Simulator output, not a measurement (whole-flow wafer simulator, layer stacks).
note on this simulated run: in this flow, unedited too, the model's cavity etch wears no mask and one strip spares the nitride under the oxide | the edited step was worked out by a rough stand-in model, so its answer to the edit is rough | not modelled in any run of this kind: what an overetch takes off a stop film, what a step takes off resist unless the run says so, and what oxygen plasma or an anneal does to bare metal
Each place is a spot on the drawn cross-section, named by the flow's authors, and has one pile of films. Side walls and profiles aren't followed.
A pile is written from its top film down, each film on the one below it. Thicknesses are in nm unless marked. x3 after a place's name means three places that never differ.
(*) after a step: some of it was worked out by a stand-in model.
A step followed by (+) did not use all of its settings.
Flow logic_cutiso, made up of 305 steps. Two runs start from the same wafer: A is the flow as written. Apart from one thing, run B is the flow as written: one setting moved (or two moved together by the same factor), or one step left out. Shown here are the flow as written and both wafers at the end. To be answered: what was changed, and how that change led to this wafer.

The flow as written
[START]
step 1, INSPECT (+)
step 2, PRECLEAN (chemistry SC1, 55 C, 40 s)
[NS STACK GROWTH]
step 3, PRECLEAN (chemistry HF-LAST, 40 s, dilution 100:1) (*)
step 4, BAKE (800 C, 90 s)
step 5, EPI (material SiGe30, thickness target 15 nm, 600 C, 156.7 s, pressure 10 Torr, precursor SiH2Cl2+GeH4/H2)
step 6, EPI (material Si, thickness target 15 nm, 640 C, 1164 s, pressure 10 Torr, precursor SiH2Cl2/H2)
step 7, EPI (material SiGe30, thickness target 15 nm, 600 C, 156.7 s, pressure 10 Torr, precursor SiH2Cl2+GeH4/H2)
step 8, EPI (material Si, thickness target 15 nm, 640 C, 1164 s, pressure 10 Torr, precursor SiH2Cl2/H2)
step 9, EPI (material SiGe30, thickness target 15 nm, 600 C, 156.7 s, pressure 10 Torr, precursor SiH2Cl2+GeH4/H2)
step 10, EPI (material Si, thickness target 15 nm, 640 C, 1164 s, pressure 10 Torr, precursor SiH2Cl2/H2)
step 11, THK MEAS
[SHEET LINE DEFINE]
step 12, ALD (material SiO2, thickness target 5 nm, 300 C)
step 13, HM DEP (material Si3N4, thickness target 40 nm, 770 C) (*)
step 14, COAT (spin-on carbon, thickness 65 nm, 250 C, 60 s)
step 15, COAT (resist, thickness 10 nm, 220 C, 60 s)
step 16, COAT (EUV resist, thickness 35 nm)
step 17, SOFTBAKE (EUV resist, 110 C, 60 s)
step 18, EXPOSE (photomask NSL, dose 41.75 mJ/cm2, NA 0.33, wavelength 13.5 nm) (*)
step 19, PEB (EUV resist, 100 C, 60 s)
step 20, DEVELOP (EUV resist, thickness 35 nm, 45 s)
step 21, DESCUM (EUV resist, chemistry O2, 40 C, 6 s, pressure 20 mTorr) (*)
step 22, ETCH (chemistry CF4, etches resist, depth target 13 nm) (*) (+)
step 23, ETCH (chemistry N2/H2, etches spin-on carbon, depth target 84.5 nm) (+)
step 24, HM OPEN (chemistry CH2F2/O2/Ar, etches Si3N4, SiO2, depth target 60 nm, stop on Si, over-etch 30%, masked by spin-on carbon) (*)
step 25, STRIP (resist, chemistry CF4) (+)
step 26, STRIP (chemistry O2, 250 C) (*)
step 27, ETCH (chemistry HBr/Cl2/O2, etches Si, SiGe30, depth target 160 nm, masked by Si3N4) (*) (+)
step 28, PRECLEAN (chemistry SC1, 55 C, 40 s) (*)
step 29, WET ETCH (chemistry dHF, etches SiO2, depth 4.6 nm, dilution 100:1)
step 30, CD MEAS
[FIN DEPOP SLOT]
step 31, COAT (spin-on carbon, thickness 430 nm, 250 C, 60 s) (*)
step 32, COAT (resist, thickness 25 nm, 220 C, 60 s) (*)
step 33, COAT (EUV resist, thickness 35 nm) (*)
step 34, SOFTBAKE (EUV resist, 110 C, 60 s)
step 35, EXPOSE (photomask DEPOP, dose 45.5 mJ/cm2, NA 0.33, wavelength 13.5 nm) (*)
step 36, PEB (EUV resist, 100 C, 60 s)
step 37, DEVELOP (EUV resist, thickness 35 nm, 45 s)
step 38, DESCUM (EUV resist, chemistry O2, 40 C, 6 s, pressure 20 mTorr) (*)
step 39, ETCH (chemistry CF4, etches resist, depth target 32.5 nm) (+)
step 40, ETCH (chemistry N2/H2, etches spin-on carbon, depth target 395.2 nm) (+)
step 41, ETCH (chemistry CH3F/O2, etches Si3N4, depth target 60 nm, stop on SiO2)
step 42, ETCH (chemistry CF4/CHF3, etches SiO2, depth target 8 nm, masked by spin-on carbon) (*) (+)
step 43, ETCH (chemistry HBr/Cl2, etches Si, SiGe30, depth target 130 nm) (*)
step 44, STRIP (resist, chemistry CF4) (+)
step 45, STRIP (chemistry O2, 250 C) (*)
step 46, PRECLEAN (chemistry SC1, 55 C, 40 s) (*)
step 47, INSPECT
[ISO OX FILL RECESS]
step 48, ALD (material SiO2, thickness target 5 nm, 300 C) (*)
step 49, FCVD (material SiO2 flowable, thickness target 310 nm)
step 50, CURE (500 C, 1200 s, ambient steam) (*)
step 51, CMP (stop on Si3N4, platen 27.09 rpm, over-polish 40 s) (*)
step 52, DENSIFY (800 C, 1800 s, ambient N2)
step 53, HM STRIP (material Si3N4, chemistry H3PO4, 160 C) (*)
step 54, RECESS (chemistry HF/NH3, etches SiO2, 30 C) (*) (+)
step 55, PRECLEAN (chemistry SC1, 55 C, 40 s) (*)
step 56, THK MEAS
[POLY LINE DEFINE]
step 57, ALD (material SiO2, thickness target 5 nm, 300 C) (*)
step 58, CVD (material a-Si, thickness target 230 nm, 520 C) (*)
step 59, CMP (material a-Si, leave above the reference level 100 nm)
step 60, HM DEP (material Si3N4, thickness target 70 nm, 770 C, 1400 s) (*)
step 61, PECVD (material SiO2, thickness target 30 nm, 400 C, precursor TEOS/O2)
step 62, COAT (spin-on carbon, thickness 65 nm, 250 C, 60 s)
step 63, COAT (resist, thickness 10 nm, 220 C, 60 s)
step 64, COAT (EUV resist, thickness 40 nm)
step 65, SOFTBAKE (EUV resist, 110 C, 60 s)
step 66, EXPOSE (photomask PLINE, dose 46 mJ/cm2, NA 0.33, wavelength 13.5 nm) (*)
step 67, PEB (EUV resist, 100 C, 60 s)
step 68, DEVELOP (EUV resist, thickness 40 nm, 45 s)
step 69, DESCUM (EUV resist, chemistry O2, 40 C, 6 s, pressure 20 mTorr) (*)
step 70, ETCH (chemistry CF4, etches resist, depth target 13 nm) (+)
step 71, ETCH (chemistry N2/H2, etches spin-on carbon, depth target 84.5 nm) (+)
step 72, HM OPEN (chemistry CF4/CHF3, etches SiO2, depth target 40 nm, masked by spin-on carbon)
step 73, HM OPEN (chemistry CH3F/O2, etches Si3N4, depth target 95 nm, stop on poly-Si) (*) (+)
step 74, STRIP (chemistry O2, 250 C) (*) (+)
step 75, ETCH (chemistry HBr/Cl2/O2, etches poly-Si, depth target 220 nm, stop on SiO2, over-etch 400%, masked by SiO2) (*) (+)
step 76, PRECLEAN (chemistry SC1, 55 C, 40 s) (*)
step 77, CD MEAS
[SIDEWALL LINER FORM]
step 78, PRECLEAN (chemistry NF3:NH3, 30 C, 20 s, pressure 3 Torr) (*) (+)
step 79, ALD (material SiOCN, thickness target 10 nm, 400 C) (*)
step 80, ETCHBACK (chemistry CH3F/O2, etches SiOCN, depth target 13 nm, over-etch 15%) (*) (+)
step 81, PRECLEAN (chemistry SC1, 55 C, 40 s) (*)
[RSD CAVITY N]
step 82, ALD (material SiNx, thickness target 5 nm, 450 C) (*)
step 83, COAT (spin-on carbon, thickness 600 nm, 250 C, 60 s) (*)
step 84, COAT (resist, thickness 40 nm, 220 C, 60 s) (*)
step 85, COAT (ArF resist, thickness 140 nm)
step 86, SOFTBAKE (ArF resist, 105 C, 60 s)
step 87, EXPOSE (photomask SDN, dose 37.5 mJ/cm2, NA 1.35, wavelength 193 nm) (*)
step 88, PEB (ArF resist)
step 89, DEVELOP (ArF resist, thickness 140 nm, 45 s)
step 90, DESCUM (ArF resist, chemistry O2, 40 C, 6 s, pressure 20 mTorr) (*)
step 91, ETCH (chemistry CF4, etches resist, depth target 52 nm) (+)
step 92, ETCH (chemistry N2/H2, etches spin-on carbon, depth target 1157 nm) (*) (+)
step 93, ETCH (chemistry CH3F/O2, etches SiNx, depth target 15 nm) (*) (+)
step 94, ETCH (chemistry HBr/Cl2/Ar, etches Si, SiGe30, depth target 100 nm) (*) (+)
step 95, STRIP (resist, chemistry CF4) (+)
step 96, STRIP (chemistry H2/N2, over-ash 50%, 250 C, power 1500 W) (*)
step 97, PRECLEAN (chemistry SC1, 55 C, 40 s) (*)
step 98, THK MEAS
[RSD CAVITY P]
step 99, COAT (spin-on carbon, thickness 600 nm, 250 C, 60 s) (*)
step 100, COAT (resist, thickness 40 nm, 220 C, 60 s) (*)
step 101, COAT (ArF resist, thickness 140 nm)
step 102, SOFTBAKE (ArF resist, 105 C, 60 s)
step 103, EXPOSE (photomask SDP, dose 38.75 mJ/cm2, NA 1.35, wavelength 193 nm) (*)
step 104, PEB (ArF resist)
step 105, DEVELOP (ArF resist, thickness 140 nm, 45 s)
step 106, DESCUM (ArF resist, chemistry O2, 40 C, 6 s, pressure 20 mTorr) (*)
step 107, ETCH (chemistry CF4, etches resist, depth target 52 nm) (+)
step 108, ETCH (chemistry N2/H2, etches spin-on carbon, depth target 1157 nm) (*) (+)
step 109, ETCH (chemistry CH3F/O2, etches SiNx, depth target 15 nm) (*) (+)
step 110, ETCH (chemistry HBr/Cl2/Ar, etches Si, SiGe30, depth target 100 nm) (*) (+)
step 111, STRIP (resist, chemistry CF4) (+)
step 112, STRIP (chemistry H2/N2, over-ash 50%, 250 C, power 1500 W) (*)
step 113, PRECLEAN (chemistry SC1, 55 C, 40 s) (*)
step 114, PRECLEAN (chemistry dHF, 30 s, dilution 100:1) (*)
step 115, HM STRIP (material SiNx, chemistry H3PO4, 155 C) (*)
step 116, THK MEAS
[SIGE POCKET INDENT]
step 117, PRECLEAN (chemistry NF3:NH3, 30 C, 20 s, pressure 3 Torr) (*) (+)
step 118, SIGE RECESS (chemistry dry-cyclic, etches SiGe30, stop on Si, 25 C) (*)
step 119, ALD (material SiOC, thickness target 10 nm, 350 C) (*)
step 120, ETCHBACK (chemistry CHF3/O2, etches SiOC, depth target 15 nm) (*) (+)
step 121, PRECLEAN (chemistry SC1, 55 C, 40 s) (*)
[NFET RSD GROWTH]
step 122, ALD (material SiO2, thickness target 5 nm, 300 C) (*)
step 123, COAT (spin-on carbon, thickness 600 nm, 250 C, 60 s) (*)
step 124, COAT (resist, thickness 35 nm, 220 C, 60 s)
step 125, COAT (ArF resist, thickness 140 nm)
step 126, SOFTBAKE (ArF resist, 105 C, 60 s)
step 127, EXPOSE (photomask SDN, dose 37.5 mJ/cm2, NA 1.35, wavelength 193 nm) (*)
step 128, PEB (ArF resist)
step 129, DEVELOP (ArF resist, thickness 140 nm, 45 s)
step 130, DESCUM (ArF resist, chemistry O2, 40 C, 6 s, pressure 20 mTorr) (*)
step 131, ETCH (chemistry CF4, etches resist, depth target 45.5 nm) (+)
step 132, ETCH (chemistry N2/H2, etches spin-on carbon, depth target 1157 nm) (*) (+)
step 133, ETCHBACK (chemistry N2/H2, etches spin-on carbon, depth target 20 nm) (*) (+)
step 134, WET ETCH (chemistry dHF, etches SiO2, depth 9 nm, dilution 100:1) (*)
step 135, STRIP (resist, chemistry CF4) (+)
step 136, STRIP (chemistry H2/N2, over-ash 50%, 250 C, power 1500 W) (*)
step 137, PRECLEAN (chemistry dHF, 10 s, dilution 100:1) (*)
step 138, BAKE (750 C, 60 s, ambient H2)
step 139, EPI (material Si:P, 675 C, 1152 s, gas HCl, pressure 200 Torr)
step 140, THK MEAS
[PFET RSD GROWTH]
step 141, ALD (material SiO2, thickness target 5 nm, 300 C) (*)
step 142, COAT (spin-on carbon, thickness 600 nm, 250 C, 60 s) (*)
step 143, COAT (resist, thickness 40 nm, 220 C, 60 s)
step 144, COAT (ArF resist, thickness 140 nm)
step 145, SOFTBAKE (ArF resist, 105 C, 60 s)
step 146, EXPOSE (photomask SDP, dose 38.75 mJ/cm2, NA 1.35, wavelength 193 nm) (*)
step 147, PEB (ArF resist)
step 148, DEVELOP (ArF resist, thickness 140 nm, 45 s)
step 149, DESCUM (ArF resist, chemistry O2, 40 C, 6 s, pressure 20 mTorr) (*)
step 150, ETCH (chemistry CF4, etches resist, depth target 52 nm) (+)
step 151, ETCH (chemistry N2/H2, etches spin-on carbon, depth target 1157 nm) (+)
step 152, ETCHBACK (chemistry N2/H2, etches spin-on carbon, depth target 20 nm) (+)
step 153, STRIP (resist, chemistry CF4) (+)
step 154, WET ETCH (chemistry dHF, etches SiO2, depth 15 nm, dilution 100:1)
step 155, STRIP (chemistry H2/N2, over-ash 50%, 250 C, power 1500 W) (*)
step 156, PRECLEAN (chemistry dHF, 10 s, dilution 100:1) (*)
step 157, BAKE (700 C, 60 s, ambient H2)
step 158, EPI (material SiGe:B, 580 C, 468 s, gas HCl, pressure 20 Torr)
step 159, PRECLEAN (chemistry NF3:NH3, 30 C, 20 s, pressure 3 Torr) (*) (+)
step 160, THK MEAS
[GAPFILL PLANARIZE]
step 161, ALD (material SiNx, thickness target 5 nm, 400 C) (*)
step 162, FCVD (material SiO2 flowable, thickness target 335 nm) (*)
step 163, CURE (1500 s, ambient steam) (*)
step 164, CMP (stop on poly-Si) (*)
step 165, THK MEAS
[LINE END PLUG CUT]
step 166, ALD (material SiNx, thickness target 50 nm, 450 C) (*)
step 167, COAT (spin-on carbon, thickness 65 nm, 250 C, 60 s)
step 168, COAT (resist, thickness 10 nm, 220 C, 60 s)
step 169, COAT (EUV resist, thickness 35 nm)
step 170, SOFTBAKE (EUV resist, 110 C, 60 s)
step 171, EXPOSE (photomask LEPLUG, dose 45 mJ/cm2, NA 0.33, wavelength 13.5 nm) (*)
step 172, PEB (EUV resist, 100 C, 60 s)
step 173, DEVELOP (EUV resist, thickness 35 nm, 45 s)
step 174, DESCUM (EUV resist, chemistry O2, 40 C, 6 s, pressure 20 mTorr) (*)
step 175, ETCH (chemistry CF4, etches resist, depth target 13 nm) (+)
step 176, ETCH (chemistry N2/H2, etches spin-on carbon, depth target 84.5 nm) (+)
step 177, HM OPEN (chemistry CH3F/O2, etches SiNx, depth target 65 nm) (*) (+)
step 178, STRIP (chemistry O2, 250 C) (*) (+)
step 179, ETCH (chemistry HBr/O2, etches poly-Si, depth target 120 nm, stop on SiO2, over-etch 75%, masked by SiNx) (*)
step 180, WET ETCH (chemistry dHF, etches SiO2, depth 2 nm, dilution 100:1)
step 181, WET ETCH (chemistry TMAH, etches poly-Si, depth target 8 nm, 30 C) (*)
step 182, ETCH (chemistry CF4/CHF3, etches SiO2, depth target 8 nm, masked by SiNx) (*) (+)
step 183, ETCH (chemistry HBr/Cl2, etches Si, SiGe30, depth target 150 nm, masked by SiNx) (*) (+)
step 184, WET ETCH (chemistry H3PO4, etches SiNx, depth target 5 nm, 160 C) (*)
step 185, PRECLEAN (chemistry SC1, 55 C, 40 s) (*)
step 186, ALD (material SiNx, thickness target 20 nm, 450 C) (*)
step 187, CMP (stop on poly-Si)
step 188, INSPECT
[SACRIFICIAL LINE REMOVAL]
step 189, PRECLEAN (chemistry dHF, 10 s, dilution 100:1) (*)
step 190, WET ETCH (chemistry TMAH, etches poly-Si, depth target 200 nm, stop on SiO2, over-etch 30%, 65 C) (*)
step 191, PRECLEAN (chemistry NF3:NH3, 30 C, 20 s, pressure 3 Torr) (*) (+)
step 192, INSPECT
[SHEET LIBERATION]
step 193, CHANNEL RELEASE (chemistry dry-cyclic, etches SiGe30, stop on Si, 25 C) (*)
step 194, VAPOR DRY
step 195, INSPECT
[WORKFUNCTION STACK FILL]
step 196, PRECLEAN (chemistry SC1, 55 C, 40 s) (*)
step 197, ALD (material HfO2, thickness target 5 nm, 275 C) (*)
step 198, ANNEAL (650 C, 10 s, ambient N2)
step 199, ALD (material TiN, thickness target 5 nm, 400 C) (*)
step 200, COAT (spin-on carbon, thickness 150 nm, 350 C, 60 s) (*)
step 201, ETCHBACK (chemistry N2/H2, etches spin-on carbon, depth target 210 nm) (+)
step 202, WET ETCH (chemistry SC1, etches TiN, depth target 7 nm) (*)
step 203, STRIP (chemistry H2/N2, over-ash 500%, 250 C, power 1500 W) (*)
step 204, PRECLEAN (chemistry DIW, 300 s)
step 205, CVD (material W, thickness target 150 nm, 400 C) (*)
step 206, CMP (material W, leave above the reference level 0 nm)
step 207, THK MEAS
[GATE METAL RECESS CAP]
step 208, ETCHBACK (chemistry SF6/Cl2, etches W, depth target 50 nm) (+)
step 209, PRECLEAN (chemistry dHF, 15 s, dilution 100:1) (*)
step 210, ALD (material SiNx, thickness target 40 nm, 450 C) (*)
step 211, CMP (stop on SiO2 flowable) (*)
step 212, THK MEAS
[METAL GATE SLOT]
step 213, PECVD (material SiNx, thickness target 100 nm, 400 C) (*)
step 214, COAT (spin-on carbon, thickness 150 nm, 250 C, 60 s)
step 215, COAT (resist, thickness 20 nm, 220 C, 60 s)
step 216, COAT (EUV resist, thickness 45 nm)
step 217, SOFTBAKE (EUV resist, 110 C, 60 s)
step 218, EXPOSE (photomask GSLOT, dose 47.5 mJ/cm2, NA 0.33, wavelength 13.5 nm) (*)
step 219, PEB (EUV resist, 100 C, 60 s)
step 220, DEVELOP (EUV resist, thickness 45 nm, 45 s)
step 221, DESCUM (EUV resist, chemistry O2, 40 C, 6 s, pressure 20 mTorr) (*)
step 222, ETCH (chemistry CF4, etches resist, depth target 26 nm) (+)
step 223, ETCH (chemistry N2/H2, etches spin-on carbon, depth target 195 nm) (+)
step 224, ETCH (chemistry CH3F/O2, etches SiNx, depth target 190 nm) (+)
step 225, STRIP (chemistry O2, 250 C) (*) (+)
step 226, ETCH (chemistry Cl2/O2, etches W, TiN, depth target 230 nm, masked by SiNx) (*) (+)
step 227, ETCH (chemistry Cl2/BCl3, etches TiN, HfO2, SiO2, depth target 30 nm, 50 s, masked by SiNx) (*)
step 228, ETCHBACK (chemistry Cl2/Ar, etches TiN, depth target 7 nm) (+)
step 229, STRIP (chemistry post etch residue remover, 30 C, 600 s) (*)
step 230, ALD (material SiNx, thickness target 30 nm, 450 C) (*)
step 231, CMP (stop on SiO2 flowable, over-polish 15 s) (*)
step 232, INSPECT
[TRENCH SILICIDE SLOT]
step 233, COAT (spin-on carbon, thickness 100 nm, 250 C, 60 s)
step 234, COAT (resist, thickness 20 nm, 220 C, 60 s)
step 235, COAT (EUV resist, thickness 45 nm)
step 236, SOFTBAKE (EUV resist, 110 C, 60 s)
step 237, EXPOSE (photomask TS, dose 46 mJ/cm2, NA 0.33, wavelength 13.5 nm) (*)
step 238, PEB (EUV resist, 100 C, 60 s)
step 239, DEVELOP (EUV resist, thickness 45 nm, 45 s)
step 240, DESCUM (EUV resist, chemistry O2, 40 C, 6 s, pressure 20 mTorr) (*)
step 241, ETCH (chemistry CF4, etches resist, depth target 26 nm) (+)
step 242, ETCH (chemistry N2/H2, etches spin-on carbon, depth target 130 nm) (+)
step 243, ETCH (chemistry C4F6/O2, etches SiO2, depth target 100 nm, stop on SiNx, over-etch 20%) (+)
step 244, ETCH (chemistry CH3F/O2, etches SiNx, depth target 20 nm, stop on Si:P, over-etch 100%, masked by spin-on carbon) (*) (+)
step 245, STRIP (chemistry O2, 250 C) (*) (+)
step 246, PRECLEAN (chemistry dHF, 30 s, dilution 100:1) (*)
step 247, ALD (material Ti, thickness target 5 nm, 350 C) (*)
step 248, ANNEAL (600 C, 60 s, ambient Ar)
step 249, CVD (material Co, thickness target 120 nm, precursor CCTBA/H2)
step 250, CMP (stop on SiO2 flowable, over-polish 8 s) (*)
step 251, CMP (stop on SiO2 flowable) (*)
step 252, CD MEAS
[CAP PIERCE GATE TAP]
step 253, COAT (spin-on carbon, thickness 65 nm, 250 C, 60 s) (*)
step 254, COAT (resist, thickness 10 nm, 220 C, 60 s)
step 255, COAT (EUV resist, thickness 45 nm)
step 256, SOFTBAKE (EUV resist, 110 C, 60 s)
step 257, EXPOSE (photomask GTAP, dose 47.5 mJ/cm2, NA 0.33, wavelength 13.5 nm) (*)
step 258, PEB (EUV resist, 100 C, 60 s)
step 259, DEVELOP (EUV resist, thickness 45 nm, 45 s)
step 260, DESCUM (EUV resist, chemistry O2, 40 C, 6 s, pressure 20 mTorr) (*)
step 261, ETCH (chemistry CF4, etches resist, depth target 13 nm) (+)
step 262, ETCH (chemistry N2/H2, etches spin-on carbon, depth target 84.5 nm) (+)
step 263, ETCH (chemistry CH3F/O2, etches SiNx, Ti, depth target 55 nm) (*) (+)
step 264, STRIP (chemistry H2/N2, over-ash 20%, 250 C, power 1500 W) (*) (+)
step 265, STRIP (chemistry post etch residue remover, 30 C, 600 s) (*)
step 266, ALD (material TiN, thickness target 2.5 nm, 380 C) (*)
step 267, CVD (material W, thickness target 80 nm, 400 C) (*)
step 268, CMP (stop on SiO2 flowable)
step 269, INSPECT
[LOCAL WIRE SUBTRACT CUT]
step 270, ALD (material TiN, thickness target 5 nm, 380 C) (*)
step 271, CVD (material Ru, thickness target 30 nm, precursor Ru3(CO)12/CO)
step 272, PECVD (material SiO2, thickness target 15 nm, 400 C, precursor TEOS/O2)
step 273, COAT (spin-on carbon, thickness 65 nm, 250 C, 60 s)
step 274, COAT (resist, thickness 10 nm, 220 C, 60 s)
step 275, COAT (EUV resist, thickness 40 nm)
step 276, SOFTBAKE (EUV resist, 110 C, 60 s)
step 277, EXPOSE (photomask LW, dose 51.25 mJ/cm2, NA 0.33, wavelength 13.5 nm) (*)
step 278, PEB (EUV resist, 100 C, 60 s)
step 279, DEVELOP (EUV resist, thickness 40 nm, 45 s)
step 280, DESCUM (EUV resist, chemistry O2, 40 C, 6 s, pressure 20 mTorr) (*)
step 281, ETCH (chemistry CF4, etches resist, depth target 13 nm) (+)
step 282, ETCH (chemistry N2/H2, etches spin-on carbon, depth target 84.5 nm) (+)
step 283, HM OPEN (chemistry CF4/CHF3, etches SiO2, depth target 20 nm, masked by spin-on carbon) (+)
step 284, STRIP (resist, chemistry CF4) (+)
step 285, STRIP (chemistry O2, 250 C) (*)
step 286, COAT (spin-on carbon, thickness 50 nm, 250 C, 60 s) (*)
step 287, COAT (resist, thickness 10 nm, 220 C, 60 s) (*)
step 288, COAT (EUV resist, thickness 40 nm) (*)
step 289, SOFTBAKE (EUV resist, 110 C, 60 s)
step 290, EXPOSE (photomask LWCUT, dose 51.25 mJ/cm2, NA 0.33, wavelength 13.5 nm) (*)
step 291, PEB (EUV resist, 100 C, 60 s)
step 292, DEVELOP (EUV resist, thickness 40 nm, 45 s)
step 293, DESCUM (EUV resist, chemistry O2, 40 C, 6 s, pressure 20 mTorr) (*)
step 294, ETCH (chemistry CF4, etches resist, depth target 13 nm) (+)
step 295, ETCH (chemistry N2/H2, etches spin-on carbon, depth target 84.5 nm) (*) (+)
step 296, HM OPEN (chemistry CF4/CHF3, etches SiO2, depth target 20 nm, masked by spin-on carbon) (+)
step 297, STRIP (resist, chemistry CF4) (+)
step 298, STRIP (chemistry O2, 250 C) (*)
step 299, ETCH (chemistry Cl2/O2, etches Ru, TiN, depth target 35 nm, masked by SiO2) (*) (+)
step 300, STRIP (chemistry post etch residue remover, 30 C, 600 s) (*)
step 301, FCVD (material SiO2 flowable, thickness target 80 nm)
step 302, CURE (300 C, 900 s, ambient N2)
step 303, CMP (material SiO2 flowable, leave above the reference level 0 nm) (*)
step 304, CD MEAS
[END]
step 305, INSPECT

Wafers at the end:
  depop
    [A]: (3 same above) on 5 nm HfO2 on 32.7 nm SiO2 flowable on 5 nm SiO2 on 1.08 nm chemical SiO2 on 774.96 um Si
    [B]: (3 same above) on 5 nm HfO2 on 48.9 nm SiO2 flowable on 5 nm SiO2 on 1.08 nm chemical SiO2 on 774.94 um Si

The reason: step 43, ETCH: depth target 146.2 nm was run, whereas the flow has depth target 130 nm.

How this came from the change, step by step:
  step 43, ETCH (chemistry HBr/Cl2, etches Si, SiGe30, depth target 130 nm) (*)
      dpovl, gl, glp and 16 more: A -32 spin-on carbon | B -35.2 spin-on carbon
      depop: A -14 Si (all of it), -15 SiGe30 (all of it), -15 Si (all of it), -15 SiGe30 (all of it), -15 Si (all of it), -15 SiGe30 (all of it), -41 Si | B -14 Si (all of it), -15 SiGe30 (all of it), -15 Si (all of it), -15 SiGe30 (all of it), -15 Si (all of it), -15 SiGe30 (all of it), -57.2 Si
      (as well as at 2 more places)
  step 45, STRIP (chemistry O2, 250 C) (*)
      dpovl: A +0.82 chemical SiO2 (new film), -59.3 spin-on carbon (all of it), -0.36 Si | B +0.82 chemical SiO2 (new film), -56.1 spin-on carbon (all of it), -0.36 Si
  step 49, FCVD (material SiO2 flowable, thickness target 310 nm)
      depop: A +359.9 SiO2 flowable (new film) | B +374.4 SiO2 flowable (new film)
